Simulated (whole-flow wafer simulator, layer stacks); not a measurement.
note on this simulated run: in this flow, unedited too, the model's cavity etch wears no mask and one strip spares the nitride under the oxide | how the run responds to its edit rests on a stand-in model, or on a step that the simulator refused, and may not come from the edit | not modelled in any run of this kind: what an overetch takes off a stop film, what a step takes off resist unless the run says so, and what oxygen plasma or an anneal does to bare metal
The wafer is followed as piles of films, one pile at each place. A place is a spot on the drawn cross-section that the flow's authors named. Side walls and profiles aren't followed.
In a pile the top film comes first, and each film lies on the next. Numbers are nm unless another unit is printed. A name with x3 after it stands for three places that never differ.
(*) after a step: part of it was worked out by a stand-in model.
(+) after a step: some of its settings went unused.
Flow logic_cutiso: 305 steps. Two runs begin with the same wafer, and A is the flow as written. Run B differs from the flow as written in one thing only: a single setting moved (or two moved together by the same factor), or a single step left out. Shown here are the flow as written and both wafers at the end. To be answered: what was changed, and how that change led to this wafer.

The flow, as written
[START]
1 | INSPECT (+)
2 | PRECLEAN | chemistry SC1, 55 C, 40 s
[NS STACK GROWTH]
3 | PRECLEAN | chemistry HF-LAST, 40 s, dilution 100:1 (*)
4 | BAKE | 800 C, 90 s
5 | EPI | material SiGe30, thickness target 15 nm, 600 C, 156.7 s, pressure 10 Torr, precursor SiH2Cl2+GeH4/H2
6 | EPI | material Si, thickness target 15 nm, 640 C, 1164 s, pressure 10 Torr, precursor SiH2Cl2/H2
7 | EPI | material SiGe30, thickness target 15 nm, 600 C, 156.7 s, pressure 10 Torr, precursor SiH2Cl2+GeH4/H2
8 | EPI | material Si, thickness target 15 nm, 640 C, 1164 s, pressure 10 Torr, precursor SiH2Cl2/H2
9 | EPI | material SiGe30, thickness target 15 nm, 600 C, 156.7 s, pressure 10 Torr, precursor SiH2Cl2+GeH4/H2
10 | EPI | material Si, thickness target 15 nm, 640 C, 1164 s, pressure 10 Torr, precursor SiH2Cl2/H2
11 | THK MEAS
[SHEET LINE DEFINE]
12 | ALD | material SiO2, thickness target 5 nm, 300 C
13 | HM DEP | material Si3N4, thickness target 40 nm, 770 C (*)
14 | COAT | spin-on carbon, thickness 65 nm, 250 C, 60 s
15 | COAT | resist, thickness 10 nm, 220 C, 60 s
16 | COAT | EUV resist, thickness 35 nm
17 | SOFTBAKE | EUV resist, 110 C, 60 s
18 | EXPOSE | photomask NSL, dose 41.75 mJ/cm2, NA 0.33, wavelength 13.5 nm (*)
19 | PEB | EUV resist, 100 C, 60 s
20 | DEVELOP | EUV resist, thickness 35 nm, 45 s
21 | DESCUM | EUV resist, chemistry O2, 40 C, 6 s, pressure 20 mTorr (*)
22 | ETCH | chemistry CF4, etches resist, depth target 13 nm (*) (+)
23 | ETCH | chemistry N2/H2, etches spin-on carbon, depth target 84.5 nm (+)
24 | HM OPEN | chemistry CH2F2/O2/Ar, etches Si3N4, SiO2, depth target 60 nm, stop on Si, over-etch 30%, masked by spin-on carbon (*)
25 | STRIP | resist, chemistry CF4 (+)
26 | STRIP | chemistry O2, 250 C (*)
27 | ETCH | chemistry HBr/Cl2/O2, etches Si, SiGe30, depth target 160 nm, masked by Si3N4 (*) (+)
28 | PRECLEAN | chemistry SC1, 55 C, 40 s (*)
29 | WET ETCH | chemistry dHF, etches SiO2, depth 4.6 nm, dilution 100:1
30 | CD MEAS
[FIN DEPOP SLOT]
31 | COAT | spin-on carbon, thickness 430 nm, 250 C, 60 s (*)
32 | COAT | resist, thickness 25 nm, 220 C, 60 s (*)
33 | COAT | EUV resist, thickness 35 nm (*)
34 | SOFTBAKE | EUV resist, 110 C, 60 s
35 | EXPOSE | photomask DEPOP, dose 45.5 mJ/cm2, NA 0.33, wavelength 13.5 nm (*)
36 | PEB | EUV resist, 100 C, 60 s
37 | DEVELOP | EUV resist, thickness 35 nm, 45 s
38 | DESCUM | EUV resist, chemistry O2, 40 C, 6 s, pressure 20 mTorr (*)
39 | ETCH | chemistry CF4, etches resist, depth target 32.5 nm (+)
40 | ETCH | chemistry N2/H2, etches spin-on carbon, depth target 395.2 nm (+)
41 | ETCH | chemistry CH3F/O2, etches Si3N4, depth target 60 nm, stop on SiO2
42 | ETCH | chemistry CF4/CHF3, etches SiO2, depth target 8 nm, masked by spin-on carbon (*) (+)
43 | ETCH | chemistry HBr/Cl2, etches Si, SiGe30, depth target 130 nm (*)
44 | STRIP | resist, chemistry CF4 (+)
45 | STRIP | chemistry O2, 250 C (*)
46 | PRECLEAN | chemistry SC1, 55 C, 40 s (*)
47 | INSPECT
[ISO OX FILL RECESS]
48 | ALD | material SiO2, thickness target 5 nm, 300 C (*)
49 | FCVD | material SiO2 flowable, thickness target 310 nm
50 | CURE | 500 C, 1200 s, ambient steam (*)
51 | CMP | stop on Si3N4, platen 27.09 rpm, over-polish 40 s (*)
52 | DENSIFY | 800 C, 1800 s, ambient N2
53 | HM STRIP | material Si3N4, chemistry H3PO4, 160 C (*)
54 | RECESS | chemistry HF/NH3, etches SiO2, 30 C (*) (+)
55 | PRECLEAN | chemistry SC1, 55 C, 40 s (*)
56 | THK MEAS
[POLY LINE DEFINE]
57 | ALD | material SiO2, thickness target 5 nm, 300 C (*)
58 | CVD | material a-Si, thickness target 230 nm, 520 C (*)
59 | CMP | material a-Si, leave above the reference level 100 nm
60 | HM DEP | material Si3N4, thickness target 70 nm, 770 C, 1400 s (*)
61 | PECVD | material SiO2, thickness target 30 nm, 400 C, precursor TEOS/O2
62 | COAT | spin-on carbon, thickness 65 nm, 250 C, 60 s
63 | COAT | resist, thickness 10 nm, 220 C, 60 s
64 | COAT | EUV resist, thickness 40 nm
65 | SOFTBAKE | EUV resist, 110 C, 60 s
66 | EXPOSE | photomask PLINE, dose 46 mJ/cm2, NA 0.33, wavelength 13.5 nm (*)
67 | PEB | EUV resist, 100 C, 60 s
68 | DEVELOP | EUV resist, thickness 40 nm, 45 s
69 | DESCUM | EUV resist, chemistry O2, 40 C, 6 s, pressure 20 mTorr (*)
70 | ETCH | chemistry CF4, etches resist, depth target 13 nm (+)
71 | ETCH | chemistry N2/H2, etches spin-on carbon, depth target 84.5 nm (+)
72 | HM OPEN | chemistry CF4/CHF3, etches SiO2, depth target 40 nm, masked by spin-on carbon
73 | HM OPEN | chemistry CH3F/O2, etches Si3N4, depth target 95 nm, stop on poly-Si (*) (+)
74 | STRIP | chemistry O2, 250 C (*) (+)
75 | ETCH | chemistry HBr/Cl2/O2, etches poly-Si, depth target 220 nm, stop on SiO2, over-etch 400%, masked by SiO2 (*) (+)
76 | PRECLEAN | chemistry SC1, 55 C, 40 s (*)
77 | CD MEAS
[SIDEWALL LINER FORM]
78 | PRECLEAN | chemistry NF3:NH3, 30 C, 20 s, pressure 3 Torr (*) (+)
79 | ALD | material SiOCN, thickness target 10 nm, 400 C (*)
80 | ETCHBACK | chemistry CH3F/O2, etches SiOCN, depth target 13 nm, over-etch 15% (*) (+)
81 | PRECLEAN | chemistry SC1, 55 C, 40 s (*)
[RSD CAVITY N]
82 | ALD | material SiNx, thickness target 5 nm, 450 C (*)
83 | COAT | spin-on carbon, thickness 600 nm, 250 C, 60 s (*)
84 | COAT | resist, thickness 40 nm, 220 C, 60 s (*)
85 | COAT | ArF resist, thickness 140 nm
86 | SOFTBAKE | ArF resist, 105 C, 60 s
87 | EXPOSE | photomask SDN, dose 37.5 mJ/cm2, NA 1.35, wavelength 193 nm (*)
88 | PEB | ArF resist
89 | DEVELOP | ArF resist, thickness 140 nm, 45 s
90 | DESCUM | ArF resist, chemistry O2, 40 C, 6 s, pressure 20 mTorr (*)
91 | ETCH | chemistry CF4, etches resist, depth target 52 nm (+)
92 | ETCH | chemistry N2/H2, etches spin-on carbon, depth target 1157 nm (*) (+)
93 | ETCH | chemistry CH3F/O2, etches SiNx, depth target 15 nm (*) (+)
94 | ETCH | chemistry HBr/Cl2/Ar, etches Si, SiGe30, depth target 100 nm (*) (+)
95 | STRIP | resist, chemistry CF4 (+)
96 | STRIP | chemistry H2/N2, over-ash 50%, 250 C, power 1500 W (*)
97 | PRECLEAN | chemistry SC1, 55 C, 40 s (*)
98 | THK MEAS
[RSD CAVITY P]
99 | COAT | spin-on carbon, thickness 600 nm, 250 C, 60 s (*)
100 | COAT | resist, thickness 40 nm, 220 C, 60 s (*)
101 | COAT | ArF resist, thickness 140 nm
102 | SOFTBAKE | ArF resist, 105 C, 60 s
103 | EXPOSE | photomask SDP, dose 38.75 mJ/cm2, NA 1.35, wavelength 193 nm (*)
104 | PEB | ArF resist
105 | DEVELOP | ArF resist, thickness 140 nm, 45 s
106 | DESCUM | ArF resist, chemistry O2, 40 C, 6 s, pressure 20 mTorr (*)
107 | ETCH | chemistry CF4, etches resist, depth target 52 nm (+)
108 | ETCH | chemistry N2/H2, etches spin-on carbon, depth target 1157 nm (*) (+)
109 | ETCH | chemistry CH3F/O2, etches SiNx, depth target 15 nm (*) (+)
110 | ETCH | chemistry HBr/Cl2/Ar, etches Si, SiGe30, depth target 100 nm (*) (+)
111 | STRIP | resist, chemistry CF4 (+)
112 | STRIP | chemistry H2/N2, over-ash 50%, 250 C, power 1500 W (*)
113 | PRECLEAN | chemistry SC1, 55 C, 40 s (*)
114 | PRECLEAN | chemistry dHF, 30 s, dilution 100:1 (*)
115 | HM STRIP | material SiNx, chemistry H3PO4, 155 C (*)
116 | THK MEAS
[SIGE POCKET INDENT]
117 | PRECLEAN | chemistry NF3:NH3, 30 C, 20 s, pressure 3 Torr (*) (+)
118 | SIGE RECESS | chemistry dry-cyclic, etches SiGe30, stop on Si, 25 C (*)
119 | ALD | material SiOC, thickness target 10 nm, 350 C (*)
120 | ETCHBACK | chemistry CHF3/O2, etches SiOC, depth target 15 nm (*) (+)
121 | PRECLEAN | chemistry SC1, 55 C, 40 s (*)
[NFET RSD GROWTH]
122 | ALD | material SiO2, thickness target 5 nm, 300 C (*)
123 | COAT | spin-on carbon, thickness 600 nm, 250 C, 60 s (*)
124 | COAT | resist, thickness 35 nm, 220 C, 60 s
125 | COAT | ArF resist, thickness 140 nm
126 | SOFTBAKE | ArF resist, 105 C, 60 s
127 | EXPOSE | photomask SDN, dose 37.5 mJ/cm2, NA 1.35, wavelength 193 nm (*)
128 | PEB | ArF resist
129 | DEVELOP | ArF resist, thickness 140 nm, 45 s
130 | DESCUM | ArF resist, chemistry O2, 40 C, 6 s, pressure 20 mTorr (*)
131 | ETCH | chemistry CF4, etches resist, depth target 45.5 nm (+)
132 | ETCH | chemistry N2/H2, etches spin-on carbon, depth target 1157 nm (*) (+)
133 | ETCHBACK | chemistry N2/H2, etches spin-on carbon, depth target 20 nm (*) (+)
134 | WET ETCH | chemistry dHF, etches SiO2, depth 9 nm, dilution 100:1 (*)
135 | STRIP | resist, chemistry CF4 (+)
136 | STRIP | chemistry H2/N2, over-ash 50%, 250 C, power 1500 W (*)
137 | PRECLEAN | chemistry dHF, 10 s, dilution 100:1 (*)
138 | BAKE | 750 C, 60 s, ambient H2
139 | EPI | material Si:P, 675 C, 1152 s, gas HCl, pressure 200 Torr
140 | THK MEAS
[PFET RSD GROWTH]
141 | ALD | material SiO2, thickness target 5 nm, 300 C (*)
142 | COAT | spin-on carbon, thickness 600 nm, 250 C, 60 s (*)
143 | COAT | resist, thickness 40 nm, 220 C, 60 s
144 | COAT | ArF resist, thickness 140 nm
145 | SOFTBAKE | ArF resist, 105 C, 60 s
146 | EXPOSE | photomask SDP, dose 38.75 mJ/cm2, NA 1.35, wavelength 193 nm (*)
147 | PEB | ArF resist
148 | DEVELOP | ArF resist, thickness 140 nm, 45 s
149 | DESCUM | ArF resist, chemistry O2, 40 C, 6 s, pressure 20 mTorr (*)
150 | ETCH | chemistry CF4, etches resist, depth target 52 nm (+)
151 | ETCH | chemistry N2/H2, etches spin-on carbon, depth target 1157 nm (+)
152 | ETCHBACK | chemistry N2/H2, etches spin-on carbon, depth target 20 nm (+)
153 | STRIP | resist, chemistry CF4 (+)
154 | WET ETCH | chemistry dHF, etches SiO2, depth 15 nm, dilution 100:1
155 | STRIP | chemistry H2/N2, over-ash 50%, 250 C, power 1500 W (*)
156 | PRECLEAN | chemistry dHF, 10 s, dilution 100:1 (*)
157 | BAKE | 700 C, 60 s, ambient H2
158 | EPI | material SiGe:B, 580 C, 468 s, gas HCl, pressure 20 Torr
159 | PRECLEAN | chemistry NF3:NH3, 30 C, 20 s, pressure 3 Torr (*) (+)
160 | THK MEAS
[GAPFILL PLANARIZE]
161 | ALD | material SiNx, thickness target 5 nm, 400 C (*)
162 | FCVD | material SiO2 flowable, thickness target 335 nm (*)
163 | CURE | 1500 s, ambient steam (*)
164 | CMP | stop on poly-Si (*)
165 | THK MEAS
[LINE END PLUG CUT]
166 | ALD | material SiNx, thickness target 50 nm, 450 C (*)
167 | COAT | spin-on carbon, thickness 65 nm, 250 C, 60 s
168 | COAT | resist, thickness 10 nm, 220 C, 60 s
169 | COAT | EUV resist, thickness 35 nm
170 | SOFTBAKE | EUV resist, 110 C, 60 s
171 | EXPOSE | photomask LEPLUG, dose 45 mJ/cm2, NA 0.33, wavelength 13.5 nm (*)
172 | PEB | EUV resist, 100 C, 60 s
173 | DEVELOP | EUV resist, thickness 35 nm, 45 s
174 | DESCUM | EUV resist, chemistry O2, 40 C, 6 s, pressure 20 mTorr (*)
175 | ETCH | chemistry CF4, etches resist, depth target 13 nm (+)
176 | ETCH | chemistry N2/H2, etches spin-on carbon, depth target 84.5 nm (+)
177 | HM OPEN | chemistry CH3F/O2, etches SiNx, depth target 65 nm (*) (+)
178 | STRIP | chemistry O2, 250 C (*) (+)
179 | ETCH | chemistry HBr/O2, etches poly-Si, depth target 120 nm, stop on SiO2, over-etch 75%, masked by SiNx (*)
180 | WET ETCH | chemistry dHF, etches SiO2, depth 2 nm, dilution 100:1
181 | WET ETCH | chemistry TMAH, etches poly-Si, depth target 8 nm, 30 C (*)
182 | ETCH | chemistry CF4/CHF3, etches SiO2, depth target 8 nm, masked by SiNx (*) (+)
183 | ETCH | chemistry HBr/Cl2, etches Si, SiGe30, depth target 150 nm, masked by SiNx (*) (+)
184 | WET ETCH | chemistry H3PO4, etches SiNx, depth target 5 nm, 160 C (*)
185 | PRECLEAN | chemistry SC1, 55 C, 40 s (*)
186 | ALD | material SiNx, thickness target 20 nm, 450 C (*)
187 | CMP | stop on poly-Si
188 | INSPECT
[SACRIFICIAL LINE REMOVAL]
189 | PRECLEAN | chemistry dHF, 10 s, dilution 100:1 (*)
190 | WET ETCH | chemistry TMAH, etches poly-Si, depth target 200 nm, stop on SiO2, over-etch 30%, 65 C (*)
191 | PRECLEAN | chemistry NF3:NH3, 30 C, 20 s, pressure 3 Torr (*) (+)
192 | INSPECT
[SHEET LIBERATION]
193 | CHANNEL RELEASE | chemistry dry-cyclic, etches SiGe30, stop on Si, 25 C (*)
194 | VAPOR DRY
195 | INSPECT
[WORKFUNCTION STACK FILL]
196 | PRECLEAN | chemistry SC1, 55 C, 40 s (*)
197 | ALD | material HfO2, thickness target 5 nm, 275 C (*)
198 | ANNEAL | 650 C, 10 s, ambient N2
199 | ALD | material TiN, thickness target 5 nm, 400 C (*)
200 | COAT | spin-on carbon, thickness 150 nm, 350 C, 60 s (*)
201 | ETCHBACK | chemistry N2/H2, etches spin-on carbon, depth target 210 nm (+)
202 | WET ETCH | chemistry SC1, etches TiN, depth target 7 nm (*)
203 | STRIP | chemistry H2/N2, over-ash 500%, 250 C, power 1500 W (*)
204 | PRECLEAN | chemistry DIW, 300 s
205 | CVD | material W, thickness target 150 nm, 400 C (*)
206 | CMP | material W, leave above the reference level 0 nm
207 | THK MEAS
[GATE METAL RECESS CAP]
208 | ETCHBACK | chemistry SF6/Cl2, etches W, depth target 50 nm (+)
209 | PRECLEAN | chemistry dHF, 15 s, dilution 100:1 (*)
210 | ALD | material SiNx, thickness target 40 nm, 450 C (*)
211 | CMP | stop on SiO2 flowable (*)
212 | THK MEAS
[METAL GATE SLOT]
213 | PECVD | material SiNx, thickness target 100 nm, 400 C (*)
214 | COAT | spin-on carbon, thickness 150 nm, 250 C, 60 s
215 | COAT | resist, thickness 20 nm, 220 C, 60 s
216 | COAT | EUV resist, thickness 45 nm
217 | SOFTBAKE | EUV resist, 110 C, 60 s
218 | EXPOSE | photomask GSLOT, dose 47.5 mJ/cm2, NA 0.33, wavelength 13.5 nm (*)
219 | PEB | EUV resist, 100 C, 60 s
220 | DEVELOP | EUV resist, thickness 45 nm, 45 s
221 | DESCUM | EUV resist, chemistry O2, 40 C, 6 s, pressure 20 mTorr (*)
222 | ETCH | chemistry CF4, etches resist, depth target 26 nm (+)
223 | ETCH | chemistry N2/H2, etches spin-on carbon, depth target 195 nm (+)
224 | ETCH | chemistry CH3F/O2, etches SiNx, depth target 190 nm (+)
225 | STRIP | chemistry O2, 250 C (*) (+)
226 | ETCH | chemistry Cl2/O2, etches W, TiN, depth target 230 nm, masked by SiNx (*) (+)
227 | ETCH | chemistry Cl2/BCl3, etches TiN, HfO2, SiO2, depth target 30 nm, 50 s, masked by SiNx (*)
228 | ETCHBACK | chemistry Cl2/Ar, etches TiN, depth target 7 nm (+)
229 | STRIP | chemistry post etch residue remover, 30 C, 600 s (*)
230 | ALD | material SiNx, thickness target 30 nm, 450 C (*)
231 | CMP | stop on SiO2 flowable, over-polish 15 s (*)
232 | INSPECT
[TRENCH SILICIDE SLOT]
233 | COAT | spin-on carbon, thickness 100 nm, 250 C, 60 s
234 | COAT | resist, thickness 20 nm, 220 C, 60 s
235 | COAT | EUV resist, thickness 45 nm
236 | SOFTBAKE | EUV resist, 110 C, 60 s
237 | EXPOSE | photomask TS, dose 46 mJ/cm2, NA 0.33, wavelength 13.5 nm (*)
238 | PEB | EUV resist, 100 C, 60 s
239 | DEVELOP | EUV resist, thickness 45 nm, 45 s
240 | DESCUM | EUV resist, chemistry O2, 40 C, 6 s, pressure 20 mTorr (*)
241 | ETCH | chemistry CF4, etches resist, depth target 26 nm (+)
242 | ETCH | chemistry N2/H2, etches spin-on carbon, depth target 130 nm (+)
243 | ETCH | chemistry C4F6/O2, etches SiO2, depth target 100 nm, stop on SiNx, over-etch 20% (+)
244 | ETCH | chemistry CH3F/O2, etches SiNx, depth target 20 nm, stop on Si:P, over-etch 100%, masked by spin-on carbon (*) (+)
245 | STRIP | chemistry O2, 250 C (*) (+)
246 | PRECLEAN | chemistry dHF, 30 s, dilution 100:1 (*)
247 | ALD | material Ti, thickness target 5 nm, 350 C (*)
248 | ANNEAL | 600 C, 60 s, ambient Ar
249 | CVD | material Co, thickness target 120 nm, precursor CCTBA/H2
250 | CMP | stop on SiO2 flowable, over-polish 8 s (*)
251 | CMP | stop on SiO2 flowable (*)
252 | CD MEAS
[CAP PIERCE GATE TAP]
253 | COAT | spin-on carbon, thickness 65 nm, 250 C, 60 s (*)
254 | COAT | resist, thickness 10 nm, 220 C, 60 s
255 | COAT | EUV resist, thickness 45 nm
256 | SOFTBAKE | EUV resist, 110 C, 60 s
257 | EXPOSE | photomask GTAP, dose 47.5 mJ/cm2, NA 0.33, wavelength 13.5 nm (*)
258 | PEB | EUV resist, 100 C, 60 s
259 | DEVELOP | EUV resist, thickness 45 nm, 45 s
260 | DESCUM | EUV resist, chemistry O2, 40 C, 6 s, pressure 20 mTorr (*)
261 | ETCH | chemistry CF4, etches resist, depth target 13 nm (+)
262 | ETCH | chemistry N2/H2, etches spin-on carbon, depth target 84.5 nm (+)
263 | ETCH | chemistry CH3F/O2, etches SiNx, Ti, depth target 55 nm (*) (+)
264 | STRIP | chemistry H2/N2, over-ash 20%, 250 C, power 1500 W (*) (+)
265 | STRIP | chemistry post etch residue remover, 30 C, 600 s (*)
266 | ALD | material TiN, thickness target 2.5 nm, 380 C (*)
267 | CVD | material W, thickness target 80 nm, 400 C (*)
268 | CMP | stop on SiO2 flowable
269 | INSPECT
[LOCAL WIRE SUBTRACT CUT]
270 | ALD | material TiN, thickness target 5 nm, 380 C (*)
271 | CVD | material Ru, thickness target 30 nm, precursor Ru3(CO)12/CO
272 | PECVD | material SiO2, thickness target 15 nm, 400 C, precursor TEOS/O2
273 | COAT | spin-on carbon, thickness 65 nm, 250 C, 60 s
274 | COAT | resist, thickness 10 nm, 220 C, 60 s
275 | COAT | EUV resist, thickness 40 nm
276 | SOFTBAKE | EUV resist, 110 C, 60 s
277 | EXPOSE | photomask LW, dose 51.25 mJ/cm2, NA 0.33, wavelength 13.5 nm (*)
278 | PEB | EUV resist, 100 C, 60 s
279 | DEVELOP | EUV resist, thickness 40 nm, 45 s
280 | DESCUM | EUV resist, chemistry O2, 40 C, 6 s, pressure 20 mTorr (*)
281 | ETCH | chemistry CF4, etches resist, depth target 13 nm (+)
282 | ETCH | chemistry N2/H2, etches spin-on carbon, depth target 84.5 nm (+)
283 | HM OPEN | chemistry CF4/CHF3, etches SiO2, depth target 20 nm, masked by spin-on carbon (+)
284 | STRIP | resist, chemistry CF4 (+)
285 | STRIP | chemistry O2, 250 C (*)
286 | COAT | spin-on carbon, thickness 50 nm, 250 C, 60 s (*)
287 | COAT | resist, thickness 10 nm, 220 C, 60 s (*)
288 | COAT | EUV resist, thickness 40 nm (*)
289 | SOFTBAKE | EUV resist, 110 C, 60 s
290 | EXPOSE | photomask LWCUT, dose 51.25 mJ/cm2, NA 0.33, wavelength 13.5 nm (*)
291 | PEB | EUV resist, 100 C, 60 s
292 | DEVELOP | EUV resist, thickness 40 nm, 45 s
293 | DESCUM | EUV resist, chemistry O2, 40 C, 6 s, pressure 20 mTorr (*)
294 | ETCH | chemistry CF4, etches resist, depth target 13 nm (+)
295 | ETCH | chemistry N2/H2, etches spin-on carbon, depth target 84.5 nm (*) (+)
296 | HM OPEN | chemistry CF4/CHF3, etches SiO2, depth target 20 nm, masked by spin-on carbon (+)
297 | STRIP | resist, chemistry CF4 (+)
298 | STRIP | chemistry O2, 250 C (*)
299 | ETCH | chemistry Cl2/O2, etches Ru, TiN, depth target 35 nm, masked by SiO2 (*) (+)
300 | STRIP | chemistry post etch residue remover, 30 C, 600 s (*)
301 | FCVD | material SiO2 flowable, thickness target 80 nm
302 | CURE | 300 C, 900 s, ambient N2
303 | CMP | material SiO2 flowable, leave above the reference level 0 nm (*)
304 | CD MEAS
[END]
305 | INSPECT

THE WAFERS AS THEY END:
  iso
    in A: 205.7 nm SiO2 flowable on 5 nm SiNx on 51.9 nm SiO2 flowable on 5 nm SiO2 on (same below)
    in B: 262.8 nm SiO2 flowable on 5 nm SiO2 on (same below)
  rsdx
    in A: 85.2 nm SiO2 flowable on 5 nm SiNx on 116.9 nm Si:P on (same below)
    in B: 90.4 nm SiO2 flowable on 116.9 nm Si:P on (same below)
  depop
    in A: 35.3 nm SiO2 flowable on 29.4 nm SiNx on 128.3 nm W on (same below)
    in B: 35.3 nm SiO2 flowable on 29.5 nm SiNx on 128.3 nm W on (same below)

What caused this: step 161, ALD: material SiNx, thickness target 5 nm, 400 C (*), was skipped.

The path from the change to this, step by step:
  162 | FCVD | material SiO2 flowable, thickness target 335 nm (*)
      iso: A SiO2 flowable gains 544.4 (new film) | B SiO2 flowable gains 530.7
      rsdn, rsdp, rsdw, rsdx: A SiO2 flowable gains 423.9 (new film) | B SiO2 flowable gains 410.2 (new film)
      (also at 12 further places)
  164 | CMP | stop on poly-Si (*)
      depop, dpovl, isow, ns, nsgap: A SiO2 flowable loses 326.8 (all of it), SiNx loses 5 (all of it), SiO2 loses 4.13 (all of it), Si3N4 loses 70 (all of it) | B SiO2 flowable loses 326.8 (all of it), SiO2 loses 4.13 (all of it), Si3N4 loses 70 (all of it)
      gfld, gxf: A SiO2 flowable loses 251.9 (all of it), SiNx loses 5 (all of it), SiO2 loses 4.13 (all of it), Si3N4 loses 70 (all of it) | B SiO2 flowable loses 238.4 (all of it), SiO2 loses 4.13 (all of it), Si3N4 loses 70 (all of it)
      (also at 15 further places)
  203 | STRIP | chemistry H2/N2, over-ash 500%, 250 C, power 1500 W (*)
      gl, glp: A spin-on carbon loses 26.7 (all of it) | B spin-on carbon loses 25.7 (all of it)
      gxn, gxp: A spin-on carbon loses 26.8 (all of it) | B spin-on carbon loses 25.7 (all of it)
      (also at 1 further place)
  243 | ETCH | chemistry C4F6/O2, etches SiO2, depth target 100 nm, stop on SiNx, over-etch 20% (+)
      rsdp, rsdw: A SiO2 flowable loses 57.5 (all of it) | B SiO2 flowable loses 62.6 (all of it), SiGe:B loses 1.04
      rsdn: A SiO2 flowable loses 57.5 (all of it) | B SiO2 flowable loses 62.6 (all of it), Si:P loses 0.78
      (also at 19 further places)
  244 | ETCH | chemistry CH3F/O2, etches SiNx, depth target 20 nm, stop on Si:P, over-etch 100%, masked by spin-on carbon (*) (+)
      rsdp, rsdw: A SiNx loses 5 (all of it) | B nothing
      rsdn: A SiNx loses 5 (all of it), Si:P loses 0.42 | B Si:P loses 0.67
